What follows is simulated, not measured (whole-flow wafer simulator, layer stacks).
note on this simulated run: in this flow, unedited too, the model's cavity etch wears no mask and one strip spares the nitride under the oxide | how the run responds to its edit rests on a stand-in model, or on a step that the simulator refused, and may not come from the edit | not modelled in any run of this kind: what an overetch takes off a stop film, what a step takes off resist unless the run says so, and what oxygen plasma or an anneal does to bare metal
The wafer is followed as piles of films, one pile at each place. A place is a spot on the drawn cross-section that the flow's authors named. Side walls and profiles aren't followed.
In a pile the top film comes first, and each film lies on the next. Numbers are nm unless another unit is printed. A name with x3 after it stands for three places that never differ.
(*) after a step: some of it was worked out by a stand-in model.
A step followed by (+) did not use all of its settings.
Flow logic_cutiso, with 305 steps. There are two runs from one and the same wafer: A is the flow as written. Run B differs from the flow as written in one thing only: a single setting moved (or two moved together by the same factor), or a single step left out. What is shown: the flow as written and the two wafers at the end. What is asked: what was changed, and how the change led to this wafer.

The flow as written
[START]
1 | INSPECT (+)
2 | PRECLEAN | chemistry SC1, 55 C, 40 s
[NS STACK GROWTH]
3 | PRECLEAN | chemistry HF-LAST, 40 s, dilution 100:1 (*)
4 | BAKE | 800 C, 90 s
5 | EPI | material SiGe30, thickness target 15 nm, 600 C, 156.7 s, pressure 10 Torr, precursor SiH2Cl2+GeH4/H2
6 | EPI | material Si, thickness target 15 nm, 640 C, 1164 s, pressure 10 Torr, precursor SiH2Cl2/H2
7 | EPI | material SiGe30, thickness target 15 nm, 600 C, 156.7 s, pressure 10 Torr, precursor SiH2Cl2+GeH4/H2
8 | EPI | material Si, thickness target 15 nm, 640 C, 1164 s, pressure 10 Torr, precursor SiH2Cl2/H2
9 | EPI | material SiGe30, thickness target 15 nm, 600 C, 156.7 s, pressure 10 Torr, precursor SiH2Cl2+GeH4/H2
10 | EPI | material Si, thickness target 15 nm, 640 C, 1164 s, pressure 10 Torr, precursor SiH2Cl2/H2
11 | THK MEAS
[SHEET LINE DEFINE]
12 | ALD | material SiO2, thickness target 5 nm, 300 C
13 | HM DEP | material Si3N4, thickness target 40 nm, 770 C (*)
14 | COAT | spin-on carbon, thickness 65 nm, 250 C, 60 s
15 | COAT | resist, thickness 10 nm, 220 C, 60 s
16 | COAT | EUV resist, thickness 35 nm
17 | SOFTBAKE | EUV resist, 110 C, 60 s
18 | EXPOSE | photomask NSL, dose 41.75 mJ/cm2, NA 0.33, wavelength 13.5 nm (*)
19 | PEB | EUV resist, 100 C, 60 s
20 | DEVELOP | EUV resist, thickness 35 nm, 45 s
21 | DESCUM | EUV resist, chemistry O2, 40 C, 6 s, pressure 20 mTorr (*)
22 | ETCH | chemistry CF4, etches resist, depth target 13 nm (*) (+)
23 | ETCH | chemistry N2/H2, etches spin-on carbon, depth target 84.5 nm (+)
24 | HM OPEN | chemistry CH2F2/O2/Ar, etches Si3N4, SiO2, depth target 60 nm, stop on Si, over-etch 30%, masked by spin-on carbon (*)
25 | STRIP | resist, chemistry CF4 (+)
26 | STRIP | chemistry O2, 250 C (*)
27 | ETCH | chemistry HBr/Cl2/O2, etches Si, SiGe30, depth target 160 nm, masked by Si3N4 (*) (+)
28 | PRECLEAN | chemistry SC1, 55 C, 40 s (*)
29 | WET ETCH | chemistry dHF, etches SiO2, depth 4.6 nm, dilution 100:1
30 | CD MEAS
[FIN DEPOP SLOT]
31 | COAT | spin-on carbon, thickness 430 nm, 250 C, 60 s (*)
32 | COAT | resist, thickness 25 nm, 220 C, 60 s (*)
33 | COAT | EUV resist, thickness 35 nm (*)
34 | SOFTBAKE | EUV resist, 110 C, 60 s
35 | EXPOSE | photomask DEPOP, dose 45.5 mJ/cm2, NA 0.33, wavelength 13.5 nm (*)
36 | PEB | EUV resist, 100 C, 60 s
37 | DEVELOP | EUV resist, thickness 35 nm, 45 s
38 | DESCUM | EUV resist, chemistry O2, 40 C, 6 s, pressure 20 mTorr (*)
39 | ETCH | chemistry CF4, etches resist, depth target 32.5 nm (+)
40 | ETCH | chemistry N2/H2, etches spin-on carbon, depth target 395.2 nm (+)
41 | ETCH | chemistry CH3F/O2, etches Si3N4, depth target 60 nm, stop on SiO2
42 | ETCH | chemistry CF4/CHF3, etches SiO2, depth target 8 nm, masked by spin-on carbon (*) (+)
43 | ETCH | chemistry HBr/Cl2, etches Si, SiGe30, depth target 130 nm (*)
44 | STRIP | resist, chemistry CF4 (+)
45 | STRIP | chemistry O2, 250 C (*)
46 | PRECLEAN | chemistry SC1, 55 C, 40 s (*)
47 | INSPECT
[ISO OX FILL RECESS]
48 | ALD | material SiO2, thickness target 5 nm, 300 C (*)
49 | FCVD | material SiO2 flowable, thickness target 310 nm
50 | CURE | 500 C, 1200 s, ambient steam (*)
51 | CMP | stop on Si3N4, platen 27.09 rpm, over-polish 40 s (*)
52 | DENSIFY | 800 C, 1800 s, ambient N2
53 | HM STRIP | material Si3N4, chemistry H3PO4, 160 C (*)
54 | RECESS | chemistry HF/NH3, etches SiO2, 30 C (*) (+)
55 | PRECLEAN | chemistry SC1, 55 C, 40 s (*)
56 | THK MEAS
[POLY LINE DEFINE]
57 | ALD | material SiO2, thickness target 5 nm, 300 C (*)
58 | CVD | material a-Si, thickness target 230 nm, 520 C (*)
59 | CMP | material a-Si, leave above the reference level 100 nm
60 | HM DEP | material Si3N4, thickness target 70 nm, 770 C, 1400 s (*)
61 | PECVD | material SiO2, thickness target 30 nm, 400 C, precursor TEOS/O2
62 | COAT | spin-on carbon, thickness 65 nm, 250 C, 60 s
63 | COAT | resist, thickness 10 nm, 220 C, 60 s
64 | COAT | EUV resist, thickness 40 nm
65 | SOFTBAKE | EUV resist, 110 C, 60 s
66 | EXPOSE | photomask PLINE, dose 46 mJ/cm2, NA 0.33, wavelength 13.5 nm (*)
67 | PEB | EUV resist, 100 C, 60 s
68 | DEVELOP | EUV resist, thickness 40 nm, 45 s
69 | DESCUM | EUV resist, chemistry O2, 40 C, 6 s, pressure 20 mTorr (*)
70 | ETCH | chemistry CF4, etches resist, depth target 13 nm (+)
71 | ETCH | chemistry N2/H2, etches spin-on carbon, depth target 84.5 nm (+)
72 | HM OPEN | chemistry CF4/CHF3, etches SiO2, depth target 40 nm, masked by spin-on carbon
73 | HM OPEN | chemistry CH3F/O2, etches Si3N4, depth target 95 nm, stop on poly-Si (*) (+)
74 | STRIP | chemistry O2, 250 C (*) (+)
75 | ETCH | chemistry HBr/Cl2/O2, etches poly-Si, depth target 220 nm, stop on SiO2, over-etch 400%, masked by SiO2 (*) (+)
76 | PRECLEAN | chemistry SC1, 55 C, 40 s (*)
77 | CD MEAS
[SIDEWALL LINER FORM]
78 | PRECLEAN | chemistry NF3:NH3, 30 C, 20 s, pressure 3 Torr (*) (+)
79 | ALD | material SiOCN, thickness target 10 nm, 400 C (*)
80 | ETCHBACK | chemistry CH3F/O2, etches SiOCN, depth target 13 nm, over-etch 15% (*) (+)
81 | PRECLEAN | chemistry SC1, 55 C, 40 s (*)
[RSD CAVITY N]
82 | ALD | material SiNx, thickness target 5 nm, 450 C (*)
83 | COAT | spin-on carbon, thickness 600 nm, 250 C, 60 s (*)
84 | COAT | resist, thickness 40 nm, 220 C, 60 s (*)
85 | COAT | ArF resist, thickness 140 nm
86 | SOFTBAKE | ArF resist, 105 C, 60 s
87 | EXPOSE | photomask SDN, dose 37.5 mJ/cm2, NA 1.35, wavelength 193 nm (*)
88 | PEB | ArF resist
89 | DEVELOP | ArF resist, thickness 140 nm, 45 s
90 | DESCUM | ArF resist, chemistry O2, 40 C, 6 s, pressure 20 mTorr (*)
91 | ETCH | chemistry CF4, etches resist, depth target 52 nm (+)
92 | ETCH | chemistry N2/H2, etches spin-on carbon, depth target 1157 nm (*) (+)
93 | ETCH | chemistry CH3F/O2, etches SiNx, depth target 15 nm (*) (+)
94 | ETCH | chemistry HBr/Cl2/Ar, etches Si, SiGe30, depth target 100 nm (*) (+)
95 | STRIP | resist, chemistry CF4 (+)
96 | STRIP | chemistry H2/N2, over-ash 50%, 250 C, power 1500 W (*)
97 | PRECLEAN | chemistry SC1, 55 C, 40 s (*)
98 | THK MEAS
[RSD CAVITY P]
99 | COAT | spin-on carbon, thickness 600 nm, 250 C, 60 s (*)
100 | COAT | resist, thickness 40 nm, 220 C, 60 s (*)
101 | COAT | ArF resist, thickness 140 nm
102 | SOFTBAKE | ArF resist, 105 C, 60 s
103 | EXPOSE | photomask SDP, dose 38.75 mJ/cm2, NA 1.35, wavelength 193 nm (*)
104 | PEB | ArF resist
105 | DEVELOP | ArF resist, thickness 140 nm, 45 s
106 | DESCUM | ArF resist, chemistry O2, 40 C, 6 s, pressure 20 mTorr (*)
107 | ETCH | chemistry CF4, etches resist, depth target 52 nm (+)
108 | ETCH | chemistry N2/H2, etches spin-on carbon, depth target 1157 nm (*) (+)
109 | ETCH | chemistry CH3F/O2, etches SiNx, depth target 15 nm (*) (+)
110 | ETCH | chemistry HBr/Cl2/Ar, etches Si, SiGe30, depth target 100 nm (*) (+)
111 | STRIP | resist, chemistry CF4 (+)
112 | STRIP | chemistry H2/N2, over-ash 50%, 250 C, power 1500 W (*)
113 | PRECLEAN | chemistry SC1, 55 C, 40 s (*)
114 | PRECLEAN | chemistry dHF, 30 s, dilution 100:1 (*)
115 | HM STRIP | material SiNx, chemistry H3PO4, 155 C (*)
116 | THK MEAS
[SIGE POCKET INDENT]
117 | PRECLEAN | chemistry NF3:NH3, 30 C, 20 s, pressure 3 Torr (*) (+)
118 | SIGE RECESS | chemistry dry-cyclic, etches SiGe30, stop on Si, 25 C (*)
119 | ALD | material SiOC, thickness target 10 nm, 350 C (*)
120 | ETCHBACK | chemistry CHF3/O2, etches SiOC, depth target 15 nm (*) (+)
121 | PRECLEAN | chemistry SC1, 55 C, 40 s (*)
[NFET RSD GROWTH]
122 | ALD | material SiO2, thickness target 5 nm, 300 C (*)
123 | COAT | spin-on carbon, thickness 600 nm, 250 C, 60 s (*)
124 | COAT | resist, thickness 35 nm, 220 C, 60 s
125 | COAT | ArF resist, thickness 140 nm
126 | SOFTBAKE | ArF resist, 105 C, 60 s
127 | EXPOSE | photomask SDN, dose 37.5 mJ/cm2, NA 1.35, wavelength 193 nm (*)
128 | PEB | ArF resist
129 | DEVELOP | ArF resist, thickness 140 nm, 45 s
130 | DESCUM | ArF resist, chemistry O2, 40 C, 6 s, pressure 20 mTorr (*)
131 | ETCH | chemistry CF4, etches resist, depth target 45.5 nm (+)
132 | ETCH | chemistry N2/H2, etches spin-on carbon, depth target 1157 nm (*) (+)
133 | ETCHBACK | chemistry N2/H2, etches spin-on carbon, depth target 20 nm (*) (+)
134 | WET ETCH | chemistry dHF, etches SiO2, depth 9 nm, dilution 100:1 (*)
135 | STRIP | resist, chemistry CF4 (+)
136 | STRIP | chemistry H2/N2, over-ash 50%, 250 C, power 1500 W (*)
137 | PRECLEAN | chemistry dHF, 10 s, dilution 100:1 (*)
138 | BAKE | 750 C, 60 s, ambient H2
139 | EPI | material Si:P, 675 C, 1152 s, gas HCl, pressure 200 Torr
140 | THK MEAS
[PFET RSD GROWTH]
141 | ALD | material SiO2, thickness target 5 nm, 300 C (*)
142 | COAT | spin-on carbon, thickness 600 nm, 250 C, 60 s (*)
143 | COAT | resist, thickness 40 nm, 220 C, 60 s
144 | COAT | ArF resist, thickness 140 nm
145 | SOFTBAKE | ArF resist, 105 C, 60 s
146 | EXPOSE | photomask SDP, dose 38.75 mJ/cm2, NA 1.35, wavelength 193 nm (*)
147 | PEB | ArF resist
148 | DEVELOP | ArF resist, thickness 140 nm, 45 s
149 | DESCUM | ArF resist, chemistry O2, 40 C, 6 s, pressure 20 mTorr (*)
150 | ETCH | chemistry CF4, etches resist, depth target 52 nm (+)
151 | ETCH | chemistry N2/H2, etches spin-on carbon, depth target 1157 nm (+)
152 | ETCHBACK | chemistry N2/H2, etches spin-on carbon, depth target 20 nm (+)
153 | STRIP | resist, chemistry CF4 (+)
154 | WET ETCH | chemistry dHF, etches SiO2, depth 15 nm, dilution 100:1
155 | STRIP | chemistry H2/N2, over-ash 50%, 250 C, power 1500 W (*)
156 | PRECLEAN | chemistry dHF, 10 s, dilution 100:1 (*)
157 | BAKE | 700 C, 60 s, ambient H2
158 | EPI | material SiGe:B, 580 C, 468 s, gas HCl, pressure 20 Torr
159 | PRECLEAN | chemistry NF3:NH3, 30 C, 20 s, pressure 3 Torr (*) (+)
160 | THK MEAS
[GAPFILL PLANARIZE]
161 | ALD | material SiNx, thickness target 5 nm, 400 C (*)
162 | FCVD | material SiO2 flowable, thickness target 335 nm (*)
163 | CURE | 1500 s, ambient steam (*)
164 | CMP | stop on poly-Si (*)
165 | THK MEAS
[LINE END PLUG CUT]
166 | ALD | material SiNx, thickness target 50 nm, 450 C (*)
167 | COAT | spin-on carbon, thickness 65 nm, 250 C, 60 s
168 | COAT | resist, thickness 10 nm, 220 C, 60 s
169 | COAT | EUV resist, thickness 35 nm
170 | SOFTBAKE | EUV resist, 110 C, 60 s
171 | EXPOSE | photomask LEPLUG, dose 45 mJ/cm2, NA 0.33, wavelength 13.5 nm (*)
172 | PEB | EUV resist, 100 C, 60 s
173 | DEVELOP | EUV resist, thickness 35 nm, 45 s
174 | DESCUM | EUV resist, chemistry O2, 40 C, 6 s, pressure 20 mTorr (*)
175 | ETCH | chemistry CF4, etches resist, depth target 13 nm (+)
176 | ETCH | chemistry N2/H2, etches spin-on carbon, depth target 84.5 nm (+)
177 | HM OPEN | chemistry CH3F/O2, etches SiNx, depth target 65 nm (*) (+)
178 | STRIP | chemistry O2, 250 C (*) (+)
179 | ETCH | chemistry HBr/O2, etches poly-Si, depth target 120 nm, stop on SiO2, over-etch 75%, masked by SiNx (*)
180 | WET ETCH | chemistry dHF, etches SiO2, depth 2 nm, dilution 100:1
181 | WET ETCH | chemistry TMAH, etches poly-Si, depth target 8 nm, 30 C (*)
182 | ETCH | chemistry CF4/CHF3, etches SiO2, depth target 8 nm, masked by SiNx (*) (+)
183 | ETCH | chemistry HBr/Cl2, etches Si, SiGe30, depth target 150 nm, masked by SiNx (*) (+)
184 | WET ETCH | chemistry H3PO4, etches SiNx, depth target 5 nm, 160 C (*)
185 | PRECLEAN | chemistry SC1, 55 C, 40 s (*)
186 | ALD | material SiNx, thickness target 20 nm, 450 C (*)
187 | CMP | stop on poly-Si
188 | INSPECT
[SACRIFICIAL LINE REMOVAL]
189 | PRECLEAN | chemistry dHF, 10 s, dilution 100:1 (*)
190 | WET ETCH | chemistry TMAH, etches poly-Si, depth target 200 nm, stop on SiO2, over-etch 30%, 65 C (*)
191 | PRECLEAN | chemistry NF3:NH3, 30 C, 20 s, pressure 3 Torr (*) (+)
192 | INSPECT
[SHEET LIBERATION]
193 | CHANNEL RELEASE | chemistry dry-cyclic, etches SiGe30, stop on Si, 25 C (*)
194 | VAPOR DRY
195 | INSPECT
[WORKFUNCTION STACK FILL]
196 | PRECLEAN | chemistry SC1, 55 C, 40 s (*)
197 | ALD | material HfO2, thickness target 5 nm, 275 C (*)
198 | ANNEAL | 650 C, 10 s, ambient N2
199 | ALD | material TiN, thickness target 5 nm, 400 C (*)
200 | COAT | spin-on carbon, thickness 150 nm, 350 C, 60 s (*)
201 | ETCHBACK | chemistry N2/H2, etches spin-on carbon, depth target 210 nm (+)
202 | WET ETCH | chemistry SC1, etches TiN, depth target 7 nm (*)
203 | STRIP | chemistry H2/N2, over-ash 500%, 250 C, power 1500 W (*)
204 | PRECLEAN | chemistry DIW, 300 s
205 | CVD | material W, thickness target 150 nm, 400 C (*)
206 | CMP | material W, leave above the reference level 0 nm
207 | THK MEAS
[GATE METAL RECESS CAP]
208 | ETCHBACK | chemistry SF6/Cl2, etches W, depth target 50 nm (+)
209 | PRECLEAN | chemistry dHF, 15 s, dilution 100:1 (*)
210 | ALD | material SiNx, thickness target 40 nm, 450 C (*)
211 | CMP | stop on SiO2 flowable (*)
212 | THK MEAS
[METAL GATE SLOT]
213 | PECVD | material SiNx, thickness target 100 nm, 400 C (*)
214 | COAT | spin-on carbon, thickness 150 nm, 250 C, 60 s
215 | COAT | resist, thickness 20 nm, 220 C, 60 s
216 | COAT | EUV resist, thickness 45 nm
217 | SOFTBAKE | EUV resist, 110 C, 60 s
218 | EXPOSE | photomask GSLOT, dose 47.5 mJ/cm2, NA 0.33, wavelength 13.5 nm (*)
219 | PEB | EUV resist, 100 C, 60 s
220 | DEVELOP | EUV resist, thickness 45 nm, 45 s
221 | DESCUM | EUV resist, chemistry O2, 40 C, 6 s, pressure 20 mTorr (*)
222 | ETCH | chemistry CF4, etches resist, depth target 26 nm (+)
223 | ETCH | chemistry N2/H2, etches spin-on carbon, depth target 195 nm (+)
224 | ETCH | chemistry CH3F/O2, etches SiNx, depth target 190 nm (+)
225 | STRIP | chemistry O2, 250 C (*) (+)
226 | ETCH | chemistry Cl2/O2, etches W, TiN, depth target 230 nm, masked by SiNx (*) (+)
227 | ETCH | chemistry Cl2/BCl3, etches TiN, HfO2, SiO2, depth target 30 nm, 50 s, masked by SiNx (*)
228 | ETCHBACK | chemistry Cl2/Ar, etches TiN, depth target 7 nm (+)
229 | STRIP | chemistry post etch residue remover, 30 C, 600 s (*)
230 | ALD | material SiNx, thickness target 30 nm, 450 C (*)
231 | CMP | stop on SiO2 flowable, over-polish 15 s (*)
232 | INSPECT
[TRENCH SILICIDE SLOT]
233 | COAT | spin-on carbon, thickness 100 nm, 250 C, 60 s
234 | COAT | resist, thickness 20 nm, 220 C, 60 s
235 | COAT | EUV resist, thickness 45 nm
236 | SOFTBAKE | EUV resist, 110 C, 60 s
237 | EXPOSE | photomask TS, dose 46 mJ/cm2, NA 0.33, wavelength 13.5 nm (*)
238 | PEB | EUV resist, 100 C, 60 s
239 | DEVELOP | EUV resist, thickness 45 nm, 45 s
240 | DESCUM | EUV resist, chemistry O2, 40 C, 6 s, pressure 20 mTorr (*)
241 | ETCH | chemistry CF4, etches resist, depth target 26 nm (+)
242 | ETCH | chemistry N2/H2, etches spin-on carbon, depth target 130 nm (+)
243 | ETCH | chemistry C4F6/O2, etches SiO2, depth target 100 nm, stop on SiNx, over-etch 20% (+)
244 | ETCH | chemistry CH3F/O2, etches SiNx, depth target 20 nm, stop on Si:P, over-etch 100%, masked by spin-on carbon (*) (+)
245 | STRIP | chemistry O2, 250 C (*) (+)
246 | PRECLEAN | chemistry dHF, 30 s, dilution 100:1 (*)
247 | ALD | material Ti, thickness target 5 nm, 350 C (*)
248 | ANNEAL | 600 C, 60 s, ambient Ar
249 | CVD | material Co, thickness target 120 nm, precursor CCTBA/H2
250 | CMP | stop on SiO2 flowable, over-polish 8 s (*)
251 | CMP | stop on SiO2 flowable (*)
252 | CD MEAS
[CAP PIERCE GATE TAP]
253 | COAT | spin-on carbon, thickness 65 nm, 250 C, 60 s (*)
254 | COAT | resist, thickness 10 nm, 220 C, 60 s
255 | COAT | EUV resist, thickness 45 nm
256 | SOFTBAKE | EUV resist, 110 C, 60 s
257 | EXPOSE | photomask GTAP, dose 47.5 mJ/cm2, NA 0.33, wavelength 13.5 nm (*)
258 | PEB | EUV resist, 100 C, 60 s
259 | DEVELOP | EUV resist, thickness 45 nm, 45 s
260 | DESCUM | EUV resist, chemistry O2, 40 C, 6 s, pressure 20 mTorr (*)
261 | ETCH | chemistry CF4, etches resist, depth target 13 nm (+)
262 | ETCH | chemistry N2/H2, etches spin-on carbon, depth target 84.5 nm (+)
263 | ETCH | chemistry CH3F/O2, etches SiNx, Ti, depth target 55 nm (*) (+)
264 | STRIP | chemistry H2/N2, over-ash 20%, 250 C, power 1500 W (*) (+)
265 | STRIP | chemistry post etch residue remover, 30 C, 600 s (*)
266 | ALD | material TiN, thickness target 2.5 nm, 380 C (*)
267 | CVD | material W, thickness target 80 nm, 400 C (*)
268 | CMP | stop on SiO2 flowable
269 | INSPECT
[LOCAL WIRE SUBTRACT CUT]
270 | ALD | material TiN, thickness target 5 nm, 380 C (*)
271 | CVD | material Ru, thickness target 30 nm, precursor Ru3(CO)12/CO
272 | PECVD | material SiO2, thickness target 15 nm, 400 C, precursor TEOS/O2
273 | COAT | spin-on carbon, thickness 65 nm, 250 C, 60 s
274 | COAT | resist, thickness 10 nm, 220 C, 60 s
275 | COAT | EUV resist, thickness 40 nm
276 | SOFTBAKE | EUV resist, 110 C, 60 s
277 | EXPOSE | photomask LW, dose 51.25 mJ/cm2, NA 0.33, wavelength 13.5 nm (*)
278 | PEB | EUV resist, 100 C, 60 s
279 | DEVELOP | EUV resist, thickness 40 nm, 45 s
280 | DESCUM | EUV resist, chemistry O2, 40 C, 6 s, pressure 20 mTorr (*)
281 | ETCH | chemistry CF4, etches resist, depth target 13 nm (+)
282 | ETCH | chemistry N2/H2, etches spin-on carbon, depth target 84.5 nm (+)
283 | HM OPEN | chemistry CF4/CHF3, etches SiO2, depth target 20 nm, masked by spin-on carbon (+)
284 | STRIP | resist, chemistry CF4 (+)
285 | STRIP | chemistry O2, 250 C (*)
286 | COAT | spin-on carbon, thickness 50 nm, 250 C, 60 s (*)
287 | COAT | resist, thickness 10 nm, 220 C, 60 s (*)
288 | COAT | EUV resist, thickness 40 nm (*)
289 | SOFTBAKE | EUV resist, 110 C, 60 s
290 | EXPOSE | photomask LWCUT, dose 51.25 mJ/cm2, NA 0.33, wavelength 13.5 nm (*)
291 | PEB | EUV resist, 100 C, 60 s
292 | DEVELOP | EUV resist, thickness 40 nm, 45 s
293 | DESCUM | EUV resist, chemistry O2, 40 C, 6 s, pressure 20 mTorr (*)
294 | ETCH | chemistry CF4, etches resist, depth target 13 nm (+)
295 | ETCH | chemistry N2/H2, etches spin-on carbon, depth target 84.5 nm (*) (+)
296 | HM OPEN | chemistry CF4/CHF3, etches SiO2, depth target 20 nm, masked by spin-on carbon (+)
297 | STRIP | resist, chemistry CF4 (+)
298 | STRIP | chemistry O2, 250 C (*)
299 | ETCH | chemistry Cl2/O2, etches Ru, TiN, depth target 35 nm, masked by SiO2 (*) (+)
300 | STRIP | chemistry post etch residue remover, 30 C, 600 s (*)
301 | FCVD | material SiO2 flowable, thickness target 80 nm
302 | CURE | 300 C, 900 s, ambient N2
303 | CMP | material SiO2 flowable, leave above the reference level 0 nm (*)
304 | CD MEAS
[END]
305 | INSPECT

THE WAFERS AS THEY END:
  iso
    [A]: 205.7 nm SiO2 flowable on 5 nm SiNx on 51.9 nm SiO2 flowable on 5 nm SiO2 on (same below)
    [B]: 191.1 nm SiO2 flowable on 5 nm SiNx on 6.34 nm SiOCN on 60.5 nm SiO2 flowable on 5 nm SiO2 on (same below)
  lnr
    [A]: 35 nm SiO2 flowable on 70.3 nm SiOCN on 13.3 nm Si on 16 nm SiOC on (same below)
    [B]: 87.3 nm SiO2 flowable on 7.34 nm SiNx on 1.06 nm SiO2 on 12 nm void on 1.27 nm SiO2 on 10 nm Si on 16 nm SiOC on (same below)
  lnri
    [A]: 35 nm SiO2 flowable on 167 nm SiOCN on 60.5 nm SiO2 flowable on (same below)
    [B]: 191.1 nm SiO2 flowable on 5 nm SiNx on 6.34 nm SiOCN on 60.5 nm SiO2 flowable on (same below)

The reason: step 80, ETCHBACK: chemistry CH3F/O2, etches SiOCN, depth target 13 nm, over-etch 15% (*) (+), was not run.

How this came from the change, step by step:
  83 | COAT | spin-on carbon, thickness 600 nm, 250 C, 60 s (*)
      lnr, lnrp, lnrt: A spin-on carbon gains 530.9 (new film) | B spin-on carbon gains 713.1 (new film)
      lnri: A spin-on carbon gains 530.9 (new film) | B spin-on carbon gains 809.8 (new film)
  92 | ETCH | chemistry N2/H2, etches spin-on carbon, depth target 1157 nm (*) (+)
      gl, tap: A spin-on carbon loses 522.7 (all of it), SiNx loses 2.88 | B spin-on carbon loses 519 (all of it), SiNx loses 5 (all of it), SiOCN loses 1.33
      gxn: A spin-on carbon loses 522.7 (all of it), SiNx loses 2.88 | B spin-on carbon loses 518.9 (all of it), SiNx loses 5 (all of it), SiOCN loses 1.34
      (and at 19 other places as well)
  93 | ETCH | chemistry CH3F/O2, etches SiNx, depth target 15 nm (*) (+)
      gl, gxn, tap: A SiNx loses 2.12 (all of it), SiO2 loses 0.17 | B SiOCN loses 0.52
      rsdn, rsdx: A SiNx loses 4.16 (all of it) | B SiNx loses 1.16 (all of it), SiOCN loses 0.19
      (and at 2 other places as well)
  94 | ETCH | chemistry HBr/Cl2/Ar, etches Si, SiGe30, depth target 100 nm (*) (+)
      rsdn, rsdx: A chemical SiO2 loses 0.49 (all of it), Si loses 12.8 (all of it), SiGe30 loses 15 (all of it), Si loses 15 (all of it), SiGe30 loses 15 (all of it), Si loses 15 (all of it), SiGe30 loses 15 (all of it), Si loses 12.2 | B nothing
  95 | STRIP | resist, chemistry CF4 (+)
      gl, gxn, tap: A nothing | B SiOCN loses 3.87
      lnr, rsdx: A nothing | B SiOCN loses 3.18
      (and at 17 other places as well)
  96 | STRIP | chemistry H2/N2, over-ash 50%, 250 C, power 1500 W (*)
      lnri: A spin-on carbon loses 530.9 (all of it) | B spin-on carbon loses 809.8 (all of it)
      lnrp: A spin-on carbon loses 530.9 (all of it) | B spin-on carbon loses 713.1 (all of it)
  99 | COAT | spin-on carbon, thickness 600 nm, 250 C, 60 s (*)
      gl, gxn: A spin-on carbon gains 514.9 (new film) | B spin-on carbon gains 532.3 (new film)
      glp, gxp: A spin-on carbon gains 509.9 (new film) | B spin-on carbon gains 521.6 (new film)
      (and at 10 other places as well)
  108 | ETCH | chemistry N2/H2, etches spin-on carbon, depth target 1157 nm (*) (+)
      glp, gxp: A spin-on carbon loses 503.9 (all of it), SiNx loses 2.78 | B spin-on carbon loses 515.6 (all of it), SiNx loses 5 (all of it), SiOCN loses 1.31
      depop, dpovl, gfld and 14 more: A ArF resist loses 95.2 (all of it), resist loses 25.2 | B ArF resist loses 95.2 (all of it), resist loses 35.8
      (and at 3 other places as well)
  109 | ETCH | chemistry CH3F/O2, etches SiNx, depth target 15 nm (*) (+)
      glp, gxp: A SiNx loses 2.22 (all of it), SiO2 loses 0.17 | B SiOCN loses 0.52
      rsdp: A SiNx loses 4.26 (all of it) | B SiNx loses 1.17 (all of it), SiOCN loses 0.19
      (and at 2 other places as well)
  110 | ETCH | chemistry HBr/Cl2/Ar, etches Si, SiGe30, depth target 100 nm (*) (+)
      rsdp, rsdw: A chemical SiO2 loses 0.49 (all of it), Si loses 12.8 (all of it), SiGe30 loses 15 (all of it), Si loses 15 (all of it), SiGe30 loses 15 (all of it), Si loses 15 (all of it), SiGe30 loses 15 (all of it), Si loses 12.2 | B nothing
  111 | STRIP | resist, chemistry CF4 (+)
      glp, gxp: A nothing | B SiOCN loses 3.87
      lnrp, rsdp: A nothing | B SiOCN loses 3.18
      (and at 18 other places as well)
  112 | STRIP | chemistry H2/N2, over-ash 50%, 250 C, power 1500 W (*)
      gl, gxn: A spin-on carbon loses 514.9 (all of it) | B spin-on carbon loses 532.3 (all of it)
      gfld: A spin-on carbon loses 509.8 (all of it) | B spin-on carbon loses 521.5 (all of it)
      (and at 8 other places as well)
  114 | PRECLEAN | chemistry dHF, 30 s, dilution 100:1 (*)
      gl, glp, gxn, gxp, tap: A SiO2 loses 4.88 | B SiOCN loses 0.49
      rsdn, rsdx: A chemical SiO2 loses 0.52 (all of it) | B SiOCN loses 0.49
  115 | HM STRIP | material SiNx, chemistry H3PO4, 155 C (*)
      gl, glp, gxn, gxp, tap: A SiO2 loses 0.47 | B SiOCN loses 0.58
      rsdn, rsdp, rsdw, rsdx: A chemical SiO2 gains 0.5 (new film), Si loses 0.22 | B SiOCN loses 0.58
  117 | PRECLEAN | chemistry NF3:NH3, 30 C, 20 s, pressure 3 Torr (*) (+)
      depop, dpovl, gfld and 10 more: A SiO2 loses 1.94 | B SiOCN loses 0.3
      iso: A SiO2 flowable loses 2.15 | B SiOCN loses 0.3
  119 | ALD | material SiOC, thickness target 10 nm, 350 C (*)
      gxn, gxp: A SiOC gains 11 (new film) | B SiOC gains 10 (new film)
  ... another 44 steps ...
  301 | FCVD | material SiO2 flowable, thickness target 80 nm
      lnr, lnri, lnrp: A SiO2 flowable gains 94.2 (new film) | B SiO2 flowable gains 94.2
